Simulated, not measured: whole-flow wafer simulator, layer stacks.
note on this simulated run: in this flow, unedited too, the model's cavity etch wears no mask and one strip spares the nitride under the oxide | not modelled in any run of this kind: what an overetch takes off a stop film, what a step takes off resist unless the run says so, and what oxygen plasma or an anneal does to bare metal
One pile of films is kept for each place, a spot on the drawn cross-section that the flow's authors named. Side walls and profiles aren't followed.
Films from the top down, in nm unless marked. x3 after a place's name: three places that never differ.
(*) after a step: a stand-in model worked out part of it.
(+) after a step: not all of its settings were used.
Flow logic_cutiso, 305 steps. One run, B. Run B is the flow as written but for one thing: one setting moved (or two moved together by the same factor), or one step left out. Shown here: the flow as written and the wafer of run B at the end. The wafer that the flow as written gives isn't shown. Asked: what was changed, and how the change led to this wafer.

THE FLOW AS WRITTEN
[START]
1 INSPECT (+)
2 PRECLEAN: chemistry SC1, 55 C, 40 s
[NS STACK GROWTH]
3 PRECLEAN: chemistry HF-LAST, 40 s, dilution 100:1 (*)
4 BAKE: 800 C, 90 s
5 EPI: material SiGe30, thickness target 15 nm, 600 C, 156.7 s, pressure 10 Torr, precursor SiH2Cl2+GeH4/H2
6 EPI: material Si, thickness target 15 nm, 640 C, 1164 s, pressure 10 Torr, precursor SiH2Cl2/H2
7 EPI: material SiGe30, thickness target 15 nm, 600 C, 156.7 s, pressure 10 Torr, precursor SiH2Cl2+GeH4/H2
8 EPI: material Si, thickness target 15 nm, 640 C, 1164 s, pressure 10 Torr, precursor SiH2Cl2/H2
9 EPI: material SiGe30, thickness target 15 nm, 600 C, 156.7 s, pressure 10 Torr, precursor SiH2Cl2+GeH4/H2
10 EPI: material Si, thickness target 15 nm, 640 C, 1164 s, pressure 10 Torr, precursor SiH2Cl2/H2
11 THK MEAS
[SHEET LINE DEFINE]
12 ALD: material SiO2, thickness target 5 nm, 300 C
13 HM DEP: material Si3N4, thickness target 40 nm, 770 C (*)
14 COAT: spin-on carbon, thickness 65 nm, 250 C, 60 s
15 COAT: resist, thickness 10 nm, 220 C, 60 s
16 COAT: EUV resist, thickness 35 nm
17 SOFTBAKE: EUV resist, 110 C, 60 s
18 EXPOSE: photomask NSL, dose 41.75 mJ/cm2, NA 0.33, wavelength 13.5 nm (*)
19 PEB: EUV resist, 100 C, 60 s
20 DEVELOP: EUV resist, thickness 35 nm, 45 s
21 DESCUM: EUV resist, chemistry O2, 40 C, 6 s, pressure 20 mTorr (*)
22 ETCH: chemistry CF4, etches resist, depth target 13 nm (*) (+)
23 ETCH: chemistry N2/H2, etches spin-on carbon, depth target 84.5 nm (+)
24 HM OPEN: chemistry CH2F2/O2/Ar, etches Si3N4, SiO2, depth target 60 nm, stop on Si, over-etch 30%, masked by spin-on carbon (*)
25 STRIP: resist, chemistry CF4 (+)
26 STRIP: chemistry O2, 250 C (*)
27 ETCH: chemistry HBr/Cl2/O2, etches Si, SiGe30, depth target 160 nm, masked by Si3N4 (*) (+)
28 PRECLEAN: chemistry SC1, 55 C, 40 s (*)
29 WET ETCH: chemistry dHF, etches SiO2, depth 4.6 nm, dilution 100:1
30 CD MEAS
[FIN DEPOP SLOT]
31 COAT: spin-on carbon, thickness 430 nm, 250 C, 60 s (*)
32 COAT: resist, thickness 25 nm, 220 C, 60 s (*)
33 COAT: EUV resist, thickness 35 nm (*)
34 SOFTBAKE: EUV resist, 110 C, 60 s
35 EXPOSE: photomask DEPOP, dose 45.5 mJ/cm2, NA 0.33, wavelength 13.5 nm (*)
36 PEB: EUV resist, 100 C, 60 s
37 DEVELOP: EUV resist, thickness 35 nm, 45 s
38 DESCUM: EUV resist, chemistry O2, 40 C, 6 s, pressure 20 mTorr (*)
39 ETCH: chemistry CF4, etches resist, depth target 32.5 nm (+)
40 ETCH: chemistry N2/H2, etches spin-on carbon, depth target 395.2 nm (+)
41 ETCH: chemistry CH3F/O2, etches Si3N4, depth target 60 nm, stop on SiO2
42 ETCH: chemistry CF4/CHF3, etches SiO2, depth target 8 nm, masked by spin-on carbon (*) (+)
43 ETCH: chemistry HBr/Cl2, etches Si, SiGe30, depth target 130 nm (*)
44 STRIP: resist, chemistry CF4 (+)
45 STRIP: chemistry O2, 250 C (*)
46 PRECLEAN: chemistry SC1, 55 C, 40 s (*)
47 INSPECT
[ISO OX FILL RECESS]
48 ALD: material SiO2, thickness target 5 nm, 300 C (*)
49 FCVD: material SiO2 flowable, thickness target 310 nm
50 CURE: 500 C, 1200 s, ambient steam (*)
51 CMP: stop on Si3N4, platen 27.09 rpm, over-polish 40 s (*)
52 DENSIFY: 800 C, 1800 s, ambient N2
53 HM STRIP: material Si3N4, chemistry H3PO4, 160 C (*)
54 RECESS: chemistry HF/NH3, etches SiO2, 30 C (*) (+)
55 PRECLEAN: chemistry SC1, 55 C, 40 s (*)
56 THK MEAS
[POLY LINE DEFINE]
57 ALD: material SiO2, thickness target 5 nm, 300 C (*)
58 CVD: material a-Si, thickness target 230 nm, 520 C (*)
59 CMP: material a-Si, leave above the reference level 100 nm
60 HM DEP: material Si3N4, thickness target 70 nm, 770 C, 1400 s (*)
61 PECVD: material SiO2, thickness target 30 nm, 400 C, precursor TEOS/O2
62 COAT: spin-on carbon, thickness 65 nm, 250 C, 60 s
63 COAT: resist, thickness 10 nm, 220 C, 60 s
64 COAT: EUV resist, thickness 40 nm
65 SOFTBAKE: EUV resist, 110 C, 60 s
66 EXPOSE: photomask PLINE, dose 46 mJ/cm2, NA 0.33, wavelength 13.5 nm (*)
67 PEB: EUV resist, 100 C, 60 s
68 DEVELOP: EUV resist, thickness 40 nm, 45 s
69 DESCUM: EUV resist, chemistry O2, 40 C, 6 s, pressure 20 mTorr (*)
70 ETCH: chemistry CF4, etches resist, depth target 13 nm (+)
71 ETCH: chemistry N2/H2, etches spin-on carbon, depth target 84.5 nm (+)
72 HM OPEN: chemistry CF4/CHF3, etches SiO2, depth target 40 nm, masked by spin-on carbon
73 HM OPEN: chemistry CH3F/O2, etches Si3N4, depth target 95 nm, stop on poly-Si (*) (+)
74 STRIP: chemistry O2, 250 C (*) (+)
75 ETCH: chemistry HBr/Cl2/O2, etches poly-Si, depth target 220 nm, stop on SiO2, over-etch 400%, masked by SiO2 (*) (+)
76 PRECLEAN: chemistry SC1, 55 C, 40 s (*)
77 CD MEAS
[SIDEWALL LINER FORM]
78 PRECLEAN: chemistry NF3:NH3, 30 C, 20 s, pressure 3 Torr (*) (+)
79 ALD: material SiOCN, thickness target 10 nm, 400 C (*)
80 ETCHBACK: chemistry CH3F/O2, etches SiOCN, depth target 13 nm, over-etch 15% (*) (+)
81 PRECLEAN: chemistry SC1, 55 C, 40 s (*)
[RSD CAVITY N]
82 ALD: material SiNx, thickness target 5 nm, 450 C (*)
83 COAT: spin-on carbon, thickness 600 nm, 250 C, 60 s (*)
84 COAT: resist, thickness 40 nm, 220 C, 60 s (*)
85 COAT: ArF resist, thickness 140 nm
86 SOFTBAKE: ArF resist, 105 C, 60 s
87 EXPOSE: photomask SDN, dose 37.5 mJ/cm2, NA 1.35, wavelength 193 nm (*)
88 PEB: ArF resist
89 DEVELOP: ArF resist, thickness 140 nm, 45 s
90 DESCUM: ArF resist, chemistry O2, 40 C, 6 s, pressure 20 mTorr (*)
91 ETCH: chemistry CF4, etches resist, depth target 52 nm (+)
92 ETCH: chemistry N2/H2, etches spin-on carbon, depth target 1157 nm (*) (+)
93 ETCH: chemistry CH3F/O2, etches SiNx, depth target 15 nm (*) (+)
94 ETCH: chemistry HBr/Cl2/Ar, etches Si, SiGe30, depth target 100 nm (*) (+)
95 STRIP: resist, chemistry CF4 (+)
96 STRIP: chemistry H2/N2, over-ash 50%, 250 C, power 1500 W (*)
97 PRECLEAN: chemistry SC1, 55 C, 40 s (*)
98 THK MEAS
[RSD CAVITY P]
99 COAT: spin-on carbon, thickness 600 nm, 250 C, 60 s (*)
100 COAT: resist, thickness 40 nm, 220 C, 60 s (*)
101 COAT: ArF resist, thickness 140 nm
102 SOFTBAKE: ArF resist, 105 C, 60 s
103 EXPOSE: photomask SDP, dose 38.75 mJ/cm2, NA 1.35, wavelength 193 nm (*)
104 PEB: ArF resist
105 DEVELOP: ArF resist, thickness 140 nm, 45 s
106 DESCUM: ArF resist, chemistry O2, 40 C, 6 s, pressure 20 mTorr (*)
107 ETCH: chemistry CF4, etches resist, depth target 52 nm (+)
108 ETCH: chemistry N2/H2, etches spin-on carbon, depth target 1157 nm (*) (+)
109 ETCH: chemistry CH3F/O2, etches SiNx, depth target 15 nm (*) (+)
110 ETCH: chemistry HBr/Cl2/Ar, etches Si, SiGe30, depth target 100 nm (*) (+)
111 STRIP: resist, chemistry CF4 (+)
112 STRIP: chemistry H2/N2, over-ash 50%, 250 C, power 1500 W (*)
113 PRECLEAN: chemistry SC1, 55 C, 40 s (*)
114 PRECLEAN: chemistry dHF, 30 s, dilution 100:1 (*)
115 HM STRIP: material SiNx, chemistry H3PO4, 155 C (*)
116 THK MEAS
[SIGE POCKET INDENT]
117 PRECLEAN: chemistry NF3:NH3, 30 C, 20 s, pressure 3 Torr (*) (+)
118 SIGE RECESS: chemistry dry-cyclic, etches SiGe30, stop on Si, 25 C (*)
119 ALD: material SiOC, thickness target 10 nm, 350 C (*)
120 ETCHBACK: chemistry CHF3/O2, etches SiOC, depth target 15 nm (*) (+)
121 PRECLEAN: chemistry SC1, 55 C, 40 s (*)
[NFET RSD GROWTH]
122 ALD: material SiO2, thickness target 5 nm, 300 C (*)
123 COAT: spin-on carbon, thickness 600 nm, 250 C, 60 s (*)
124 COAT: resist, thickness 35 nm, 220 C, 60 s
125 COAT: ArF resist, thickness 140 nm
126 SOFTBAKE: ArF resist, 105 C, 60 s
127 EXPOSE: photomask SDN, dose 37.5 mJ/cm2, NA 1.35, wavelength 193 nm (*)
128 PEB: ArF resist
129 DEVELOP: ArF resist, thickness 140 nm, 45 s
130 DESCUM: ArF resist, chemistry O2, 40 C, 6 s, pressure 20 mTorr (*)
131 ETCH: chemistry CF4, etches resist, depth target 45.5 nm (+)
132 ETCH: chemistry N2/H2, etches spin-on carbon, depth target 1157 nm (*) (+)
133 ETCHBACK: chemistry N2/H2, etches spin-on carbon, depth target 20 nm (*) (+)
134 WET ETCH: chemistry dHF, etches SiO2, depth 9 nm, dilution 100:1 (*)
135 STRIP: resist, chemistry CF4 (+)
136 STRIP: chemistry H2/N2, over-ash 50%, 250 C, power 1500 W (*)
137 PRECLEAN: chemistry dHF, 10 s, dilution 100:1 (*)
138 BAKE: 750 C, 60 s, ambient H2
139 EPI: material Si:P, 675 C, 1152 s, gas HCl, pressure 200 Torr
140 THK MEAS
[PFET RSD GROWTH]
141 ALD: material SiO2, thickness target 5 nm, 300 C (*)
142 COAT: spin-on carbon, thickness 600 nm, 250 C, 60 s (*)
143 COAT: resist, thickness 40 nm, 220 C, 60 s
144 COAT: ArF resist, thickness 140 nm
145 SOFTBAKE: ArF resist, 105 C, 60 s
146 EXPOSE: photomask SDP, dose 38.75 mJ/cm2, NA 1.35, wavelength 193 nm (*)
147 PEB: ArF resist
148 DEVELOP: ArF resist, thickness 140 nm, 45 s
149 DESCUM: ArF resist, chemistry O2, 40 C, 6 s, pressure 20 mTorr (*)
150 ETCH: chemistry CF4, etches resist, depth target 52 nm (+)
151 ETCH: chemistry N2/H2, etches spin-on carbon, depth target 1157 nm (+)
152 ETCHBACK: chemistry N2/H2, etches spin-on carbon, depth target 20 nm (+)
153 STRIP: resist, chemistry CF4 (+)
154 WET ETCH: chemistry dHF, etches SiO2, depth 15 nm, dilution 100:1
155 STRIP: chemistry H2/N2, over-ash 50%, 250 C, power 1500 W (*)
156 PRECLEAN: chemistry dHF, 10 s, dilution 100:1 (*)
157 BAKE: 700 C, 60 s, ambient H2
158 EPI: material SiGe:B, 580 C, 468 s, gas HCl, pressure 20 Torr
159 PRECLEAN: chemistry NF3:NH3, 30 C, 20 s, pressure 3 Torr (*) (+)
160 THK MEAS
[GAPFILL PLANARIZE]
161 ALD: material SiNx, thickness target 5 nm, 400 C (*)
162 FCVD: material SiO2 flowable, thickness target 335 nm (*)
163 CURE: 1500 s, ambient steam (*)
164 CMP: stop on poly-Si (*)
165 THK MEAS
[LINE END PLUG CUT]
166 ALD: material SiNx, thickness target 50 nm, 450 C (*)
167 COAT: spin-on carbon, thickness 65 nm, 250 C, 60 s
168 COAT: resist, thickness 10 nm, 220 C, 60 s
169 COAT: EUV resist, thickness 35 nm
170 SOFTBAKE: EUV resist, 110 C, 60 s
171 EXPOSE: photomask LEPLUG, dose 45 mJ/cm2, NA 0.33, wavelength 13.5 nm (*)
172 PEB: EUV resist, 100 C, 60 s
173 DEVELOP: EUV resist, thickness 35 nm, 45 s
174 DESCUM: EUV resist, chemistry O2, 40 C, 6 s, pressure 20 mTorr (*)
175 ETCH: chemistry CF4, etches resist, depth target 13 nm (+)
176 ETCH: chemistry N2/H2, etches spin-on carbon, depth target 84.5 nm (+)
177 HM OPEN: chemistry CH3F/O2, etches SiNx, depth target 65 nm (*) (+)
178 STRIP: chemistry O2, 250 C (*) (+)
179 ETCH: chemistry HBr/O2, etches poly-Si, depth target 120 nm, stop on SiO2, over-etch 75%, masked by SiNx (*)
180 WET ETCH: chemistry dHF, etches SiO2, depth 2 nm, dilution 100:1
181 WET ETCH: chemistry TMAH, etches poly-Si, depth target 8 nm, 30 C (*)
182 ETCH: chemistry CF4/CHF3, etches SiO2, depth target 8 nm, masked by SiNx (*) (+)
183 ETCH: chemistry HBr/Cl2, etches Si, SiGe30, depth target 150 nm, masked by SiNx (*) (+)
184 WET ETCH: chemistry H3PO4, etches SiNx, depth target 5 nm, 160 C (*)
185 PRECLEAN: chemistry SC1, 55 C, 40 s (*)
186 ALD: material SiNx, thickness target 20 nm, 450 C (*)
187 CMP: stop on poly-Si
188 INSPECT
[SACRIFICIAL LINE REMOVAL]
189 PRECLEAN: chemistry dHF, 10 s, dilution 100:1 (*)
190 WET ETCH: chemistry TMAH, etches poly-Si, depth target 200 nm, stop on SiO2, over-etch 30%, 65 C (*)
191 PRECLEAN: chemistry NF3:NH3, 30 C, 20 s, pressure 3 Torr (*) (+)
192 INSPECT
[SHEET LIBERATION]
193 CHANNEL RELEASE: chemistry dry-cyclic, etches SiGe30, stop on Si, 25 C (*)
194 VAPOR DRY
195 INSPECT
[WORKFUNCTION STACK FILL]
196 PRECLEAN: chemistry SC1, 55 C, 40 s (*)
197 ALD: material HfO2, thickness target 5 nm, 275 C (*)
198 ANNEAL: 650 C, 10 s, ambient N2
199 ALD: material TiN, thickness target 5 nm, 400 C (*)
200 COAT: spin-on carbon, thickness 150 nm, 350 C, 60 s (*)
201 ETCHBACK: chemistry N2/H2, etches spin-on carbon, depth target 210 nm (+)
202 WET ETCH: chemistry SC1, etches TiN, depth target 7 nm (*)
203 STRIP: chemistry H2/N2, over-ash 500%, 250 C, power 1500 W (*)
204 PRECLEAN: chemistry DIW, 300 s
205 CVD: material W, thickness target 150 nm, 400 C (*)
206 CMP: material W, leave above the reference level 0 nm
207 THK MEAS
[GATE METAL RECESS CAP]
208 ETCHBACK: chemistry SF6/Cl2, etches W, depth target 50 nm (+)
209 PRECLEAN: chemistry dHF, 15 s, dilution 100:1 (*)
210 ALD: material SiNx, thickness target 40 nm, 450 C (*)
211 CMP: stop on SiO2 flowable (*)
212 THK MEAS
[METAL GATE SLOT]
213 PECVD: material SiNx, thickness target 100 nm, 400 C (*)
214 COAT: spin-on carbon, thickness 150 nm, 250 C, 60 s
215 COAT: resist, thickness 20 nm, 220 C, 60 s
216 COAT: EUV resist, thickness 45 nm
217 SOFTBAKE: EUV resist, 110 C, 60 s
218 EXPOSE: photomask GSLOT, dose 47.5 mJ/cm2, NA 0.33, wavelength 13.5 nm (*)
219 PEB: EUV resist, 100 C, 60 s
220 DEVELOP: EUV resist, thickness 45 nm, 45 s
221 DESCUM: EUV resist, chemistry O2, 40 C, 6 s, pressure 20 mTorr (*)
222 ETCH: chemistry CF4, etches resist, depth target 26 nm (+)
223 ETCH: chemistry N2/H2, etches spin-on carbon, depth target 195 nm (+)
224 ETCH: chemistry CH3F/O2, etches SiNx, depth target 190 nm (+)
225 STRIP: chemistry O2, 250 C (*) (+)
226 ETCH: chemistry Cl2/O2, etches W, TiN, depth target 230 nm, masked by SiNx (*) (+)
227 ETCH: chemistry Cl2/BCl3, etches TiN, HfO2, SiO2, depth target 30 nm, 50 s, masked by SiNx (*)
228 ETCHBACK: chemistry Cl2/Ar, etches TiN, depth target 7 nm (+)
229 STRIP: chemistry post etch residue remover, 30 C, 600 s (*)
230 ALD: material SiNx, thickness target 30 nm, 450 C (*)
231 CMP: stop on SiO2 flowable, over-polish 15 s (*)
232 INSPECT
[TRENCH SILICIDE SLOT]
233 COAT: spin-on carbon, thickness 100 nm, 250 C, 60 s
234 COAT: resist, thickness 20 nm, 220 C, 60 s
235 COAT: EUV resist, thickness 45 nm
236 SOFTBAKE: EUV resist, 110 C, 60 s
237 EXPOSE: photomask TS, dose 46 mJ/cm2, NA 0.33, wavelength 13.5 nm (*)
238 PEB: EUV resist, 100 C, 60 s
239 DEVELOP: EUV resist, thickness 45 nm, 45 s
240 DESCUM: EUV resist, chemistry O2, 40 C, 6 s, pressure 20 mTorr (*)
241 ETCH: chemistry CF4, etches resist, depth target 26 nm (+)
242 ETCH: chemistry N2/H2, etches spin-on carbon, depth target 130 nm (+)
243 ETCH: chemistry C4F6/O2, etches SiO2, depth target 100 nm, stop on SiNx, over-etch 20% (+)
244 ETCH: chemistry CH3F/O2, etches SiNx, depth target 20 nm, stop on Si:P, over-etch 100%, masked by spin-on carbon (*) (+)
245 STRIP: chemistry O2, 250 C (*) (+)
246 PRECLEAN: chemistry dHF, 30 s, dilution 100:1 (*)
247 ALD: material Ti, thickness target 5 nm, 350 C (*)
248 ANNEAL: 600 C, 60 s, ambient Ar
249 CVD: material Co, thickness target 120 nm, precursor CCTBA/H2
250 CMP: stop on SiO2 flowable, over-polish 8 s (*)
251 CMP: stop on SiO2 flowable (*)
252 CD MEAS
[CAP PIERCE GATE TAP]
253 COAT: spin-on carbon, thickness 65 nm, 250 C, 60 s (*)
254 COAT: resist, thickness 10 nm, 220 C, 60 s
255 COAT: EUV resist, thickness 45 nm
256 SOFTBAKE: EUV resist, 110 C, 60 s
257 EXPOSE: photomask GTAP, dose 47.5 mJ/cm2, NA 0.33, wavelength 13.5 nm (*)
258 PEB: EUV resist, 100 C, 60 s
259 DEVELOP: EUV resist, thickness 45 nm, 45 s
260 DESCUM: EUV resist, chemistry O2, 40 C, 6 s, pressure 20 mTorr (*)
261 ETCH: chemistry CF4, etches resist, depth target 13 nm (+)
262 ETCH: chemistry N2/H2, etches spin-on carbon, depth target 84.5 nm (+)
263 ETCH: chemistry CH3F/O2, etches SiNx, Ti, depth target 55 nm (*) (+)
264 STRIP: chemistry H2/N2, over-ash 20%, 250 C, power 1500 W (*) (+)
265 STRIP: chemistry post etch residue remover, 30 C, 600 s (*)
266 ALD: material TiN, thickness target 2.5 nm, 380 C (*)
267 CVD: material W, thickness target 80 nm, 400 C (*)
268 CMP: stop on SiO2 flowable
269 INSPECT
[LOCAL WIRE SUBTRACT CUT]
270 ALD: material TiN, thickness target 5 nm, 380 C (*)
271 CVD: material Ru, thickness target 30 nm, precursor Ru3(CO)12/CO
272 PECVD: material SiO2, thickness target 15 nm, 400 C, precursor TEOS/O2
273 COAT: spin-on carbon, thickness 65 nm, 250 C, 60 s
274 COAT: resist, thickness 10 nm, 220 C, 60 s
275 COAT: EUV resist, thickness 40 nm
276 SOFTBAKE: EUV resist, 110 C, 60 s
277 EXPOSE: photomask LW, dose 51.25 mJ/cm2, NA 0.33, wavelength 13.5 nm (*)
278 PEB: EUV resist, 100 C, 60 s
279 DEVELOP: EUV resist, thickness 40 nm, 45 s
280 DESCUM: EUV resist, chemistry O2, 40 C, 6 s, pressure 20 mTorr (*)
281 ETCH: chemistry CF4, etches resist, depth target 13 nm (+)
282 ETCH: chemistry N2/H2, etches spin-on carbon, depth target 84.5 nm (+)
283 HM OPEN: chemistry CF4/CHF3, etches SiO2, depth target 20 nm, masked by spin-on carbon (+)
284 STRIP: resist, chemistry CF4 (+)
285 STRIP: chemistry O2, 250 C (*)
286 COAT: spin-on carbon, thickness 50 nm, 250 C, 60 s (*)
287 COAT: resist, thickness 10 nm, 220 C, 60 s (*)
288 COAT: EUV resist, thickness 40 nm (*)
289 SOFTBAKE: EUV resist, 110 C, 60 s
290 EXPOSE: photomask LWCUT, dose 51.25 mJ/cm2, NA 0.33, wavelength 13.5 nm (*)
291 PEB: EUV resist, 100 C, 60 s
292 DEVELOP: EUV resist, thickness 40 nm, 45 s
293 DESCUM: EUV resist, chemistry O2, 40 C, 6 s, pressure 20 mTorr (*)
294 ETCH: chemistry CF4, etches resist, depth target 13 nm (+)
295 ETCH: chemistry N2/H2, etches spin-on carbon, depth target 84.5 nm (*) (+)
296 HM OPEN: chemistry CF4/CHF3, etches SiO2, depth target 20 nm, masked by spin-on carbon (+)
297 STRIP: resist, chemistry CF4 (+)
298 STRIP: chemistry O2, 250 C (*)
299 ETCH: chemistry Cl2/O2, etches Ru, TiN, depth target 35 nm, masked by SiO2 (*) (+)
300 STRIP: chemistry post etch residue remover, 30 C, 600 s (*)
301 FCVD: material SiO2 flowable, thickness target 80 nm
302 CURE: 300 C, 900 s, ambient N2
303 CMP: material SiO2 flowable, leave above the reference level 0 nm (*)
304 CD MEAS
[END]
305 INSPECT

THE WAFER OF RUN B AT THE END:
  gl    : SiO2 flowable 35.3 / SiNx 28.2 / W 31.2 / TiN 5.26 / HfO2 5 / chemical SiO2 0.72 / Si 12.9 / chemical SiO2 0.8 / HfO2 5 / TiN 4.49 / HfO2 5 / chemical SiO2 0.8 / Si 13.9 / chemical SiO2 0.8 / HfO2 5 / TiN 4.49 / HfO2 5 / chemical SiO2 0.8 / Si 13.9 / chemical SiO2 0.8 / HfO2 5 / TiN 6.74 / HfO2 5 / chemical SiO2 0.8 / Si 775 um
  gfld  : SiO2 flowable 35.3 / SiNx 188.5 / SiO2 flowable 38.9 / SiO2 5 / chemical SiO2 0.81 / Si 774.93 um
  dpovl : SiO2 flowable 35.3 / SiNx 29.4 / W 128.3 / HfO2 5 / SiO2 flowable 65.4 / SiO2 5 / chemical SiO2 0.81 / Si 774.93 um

The cause: step 5, EPI: thickness target 17.2 nm was run, where the flow has thickness target 15 nm; step 5, EPI: 180.2 s was run, where the flow has 156.7 s.

How the change led to this, step by step:
  5 EPI: material SiGe30, thickness target 15 nm, 600 C, 156.7 s, pressure 10 Torr, precursor SiH2Cl2+GeH4/H2
      depop, dpovl, gfld and 19 more: SiGe30 +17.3 (new film) (as written it would be: SiGe30 +15 (new film))
  27 ETCH: chemistry HBr/Cl2/O2, etches Si, SiGe30, depth target 160 nm, masked by Si3N4 (*) (+)
      gfld, gxf, iso, lnri: chemical SiO2 -0.79 (all of it), Si -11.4 (all of it), SiGe30 -15 (all of it), Si -15 (all of it), SiGe30 -15 (all of it), Si -15 (all of it), SiGe30 -17.3 (all of it), Si -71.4 (as written it would be: chemical SiO2 -0.79 (all of it), Si -11.4 (all of it), SiGe30 -15 (all of it), Si -15 (all of it), SiGe30 -15 (all of it), Si -15 (all of it), SiGe30 -15 (all of it), Si -73.6)
      dpovl, nsgap: chemical SiO2 -0.79 (all of it), Si -11.8 (all of it), SiGe30 -15 (all of it), Si -15 (all of it), SiGe30 -15 (all of it), Si -15 (all of it), SiGe30 -17.3 (all of it), Si -71 (as written it would be: chemical SiO2 -0.79 (all of it), Si -11.8 (all of it), SiGe30 -15 (all of it), Si -15 (all of it), SiGe30 -15 (all of it), Si -15 (all of it), SiGe30 -15 (all of it), Si -73.2)
      (and at 1 more place)
  43 ETCH: chemistry HBr/Cl2, etches Si, SiGe30, depth target 130 nm (*)
      depop: Si -14 (all of it), SiGe30 -15 (all of it), Si -15 (all of it), SiGe30 -15 (all of it), Si -15 (all of it), SiGe30 -17.3 (all of it), Si -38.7 (as written it would be: Si -14 (all of it), SiGe30 -15 (all of it), Si -15 (all of it), SiGe30 -15 (all of it), Si -15 (all of it), SiGe30 -15 (all of it), Si -41)
  94 ETCH: chemistry HBr/Cl2/Ar, etches Si, SiGe30, depth target 100 nm (*) (+)
      rsdn, rsdx: chemical SiO2 -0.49 (all of it), Si -12.8 (all of it), SiGe30 -15 (all of it), Si -15 (all of it), SiGe30 -15 (all of it), Si -15 (all of it), SiGe30 -17.3 (all of it), Si -9.91 (as written it would be: chemical SiO2 -0.49 (all of it), Si -12.8 (all of it), SiGe30 -15 (all of it), Si -15 (all of it), SiGe30 -15 (all of it), Si -15 (all of it), SiGe30 -15 (all of it), Si -12.2)
  110 ETCH: chemistry HBr/Cl2/Ar, etches Si, SiGe30, depth target 100 nm (*) (+)
      rsdp, rsdw: chemical SiO2 -0.49 (all of it), Si -12.8 (all of it), SiGe30 -15 (all of it), Si -15 (all of it), SiGe30 -15 (all of it), Si -15 (all of it), SiGe30 -17.3 (all of it), Si -9.91 (as written it would be: chemical SiO2 -0.49 (all of it), Si -12.8 (all of it), SiGe30 -15 (all of it), Si -15 (all of it), SiGe30 -15 (all of it), Si -15 (all of it), SiGe30 -15 (all of it), Si -12.2)
  118 SIGE RECESS: chemistry dry-cyclic, etches SiGe30, stop on Si, 25 C (*)
      lnr, lnrp, lnrt: SiOCN -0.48, Si -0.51, cavity +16 (new film), SiGe30 -15 (all of it), Si -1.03, cavity +16 (new film), SiGe30 -15 (all of it), Si -1.03, cavity +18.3 (new film), SiGe30 -17.3 (all of it), Si -0.51 (as written it would be: SiOCN -0.48, Si -0.51, cavity +16 (new film), SiGe30 -15 (all of it), Si -1.03, cavity +16 (new film), SiGe30 -15 (all of it), Si -1.03, cavity +16 (new film), SiGe30 -15 (all of it), Si -0.51)
  119 ALD: material SiOC, thickness target 10 nm, 350 C (*)
      lnr, lnrp, lnrt: SiOC +10 (new film), SiOC +16 (new film), cavity -16 (all of it), SiOC +16 (new film), cavity -16 (all of it), SiOC +18.3 (new film), cavity -18.3 (all of it) (as written it would be: SiOC +10 (new film), SiOC +16 (new film), cavity -16 (all of it), SiOC +16 (new film), cavity -16 (all of it), SiOC +16 (new film), cavity -16 (all of it))
  183 ETCH: chemistry HBr/Cl2, etches Si, SiGe30, depth target 150 nm, masked by SiNx (*) (+)
      plug: Si -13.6 (all of it), SiGe30 -15 (all of it), Si -15 (all of it), SiGe30 -15 (all of it), Si -15 (all of it), SiGe30 -17.3 (all of it), Si -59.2 (as written it would be: Si -13.6 (all of it), SiGe30 -15 (all of it), Si -15 (all of it), SiGe30 -15 (all of it), Si -15 (all of it), SiGe30 -15 (all of it), Si -61.4)
  193 CHANNEL RELEASE: chemistry dry-cyclic, etches SiGe30, stop on Si, 25 C (*)
      gl, glp, gxn, gxp, ns, tap: chemical SiO2 +0.8 (new film), Si -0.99, chemical SiO2 +0.8 (new film), cavity +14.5 (new film), chemical SiO2 +0.8 (new film), SiGe30 -15 (all of it), Si -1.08, chemical SiO2 +0.8 (new film), cavity +14.5 (new film), chemical SiO2 +0.8 (new film), SiGe30 -15 (all of it), Si -1.08, chemical SiO2 +0.8 (new film), cavity +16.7 (new film), chemical SiO2 +0.8 (new film), SiGe30 -17.3 (all of it), Si -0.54 (as written it would be: chemical SiO2 +0.8 (new film), Si -0.99, chemical SiO2 +0.8 (new film), cavity +14.5 (new film), chemical SiO2 +0.8 (new film), SiGe30 -15 (all of it), Si -1.08, chemical SiO2 +0.8 (new film), cavity +14.5 (new film), chemical SiO2 +0.8 (new film), SiGe30 -15 (all of it), Si -1.08, chemical SiO2 +0.8 (new film), cavity +14.5 (new film), chemical SiO2 +0.8 (new film), SiGe30 -15 (all of it), Si -0.54)
  199 ALD: material TiN, thickness target 5 nm, 400 C (*)
      gl, glp, tap: TiN +5.26 (new film), TiN +4.49 (new film), cavity -4.49 (all of it), TiN +4.49 (new film), cavity -4.49 (all of it), TiN +6.74 (new film), cavity -6.74 (all of it) (as written it would be: TiN +5.26 (new film), TiN +4.49 (new film), cavity -4.49 (all of it), TiN +4.49 (new film), cavity -4.49 (all of it), TiN +4.49 (new film), cavity -4.49 (all of it))
      gxn, gxp, ns: TiN +5 (new film), TiN +4.49 (new film), cavity -4.49 (all of it), TiN +4.49 (new film), cavity -4.49 (all of it), TiN +6.74 (new film), cavity -6.74 (all of it) (as written it would be: TiN +5 (new film), TiN +4.49 (new film), cavity -4.49 (all of it), TiN +4.49 (new film), cavity -4.49 (all of it), TiN +4.49 (new film), cavity -4.49 (all of it))
